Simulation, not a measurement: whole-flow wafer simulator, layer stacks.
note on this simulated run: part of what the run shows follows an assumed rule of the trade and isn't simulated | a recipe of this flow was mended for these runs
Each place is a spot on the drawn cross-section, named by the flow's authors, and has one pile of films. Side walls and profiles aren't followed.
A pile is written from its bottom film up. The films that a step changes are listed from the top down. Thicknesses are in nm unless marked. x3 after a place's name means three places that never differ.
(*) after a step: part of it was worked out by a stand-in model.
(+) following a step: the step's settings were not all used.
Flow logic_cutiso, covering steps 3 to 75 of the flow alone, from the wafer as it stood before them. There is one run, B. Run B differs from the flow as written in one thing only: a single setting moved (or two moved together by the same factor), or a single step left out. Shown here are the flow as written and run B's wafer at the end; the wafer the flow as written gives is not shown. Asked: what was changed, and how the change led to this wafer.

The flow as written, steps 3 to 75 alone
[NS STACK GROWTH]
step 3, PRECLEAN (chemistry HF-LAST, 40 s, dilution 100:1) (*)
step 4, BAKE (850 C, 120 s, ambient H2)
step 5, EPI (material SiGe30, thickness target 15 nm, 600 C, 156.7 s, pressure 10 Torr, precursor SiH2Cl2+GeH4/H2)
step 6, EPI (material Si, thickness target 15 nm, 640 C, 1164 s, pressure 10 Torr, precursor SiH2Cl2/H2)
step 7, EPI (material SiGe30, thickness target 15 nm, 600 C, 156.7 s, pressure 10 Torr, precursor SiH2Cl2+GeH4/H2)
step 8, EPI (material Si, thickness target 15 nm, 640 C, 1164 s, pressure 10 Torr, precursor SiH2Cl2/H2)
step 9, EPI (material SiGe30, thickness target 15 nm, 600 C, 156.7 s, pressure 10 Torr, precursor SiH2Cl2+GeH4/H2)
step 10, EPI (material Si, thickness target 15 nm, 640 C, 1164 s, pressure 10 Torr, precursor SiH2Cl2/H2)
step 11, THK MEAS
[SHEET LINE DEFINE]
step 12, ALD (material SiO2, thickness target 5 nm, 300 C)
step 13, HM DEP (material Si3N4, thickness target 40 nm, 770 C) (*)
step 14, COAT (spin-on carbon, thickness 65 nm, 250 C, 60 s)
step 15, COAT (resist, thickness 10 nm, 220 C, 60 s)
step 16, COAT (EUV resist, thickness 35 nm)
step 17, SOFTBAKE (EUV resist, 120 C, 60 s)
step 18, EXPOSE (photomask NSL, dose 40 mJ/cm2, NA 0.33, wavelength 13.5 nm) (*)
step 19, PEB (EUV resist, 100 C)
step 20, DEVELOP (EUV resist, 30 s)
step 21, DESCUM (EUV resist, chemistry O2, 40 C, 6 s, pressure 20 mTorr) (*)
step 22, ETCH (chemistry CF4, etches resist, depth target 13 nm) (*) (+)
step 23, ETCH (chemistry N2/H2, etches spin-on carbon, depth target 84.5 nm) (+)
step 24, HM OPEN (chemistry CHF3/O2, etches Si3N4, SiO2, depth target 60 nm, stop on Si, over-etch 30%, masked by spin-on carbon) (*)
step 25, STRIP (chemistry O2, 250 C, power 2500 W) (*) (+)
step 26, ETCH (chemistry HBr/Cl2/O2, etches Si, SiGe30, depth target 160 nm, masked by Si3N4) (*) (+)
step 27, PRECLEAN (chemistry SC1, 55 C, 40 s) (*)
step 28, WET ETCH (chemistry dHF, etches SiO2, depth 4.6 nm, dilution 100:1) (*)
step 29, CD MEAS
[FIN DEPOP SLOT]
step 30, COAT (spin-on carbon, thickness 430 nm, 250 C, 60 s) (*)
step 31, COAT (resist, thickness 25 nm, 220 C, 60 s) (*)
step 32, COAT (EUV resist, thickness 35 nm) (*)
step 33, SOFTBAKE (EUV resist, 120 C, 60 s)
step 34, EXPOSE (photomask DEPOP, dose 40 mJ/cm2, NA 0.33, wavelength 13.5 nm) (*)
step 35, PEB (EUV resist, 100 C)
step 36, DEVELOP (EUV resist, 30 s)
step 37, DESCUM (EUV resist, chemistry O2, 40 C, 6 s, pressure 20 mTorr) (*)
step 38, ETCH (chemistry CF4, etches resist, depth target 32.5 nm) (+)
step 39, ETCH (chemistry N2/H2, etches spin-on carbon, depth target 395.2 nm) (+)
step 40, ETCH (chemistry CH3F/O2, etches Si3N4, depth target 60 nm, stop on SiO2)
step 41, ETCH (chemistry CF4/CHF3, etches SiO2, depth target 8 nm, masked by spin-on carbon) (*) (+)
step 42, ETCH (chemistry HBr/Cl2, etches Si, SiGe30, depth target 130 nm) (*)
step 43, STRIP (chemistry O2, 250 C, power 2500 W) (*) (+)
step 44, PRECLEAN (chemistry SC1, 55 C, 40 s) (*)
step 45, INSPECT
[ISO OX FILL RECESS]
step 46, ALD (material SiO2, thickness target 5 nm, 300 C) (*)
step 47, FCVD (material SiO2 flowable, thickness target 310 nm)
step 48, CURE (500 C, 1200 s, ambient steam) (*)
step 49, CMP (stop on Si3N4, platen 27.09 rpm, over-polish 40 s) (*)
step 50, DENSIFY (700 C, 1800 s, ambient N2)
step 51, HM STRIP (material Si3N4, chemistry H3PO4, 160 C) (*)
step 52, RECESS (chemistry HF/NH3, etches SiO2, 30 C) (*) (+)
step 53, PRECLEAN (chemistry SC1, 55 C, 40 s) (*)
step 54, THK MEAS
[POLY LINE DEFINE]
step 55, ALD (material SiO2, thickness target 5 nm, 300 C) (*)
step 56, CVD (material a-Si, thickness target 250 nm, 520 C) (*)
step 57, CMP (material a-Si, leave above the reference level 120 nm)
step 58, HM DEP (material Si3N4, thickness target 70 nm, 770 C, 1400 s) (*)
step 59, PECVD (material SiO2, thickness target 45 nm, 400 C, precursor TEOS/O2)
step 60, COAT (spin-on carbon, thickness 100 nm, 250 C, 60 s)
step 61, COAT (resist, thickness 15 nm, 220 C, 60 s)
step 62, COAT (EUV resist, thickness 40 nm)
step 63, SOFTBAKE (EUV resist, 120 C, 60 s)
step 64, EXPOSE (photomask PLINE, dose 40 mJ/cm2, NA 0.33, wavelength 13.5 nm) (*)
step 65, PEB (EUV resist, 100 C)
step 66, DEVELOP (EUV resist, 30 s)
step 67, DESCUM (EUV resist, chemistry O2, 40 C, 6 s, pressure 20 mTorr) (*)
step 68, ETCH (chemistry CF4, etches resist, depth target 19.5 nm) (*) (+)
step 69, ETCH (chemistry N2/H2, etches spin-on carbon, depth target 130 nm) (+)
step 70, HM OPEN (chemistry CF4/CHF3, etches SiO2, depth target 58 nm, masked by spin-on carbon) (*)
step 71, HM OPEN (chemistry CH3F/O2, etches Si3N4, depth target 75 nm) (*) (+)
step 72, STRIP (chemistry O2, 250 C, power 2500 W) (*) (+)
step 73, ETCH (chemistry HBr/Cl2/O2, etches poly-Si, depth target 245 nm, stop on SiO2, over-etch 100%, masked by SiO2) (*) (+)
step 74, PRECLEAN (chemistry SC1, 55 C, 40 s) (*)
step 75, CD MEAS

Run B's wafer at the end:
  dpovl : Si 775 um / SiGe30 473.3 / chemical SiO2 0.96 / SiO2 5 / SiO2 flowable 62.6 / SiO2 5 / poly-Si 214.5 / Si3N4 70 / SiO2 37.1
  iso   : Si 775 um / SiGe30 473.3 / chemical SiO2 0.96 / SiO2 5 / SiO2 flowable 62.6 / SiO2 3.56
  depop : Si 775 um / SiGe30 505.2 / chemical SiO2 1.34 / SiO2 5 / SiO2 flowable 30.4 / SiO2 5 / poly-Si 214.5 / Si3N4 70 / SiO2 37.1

Cause: step 5, EPI: 960 C was run, while the flow as written has 600 C.

The path from the change to this, step by step:
  step 5, EPI (material SiGe30, thickness target 15 nm, 600 C, 156.7 s, pressure 10 Torr, precursor SiH2Cl2+GeH4/H2)
      depop, dpovl, gfld and 19 more: +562 SiGe30 (new film) (as written it would have been: +15 SiGe30 (new film))
  step 26, ETCH (chemistry HBr/Cl2/O2, etches Si, SiGe30, depth target 160 nm, masked by Si3N4) (*) (+)
      dpovl, gfld, gxf, iso, isow, lnri, nsgap: -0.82 chemical SiO2 (all of it), -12 Si (all of it), -15 SiGe30 (all of it), -15 Si (all of it), -15 SiGe30 (all of it), -15 Si (all of it), -88 SiGe30 (as written it would have been: -0.82 chemical SiO2 (all of it), -12 Si (all of it), -15 SiGe30 (all of it), -15 Si (all of it), -15 SiGe30 (all of it), -15 Si (all of it), -15 SiGe30 (all of it), -73 Si)
  step 42, ETCH (chemistry HBr/Cl2, etches Si, SiGe30, depth target 130 nm) (*)
      depop: -13.8 Si (all of it), -15 SiGe30 (all of it), -15 Si (all of it), -15 SiGe30 (all of it), -15 Si (all of it), -56.2 SiGe30 (as written it would have been: -13.8 Si (all of it), -15 SiGe30 (all of it), -15 Si (all of it), -15 SiGe30 (all of it), -15 Si (all of it), -15 SiGe30 (all of it), -41.2 Si)
  step 43, STRIP (chemistry O2, 250 C, power 2500 W) (*) (+)
      depop: +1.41 chemical SiO2 (new film), -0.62 SiGe30 (as written it would have been: +1.04 chemical SiO2 (new film), -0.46 Si)
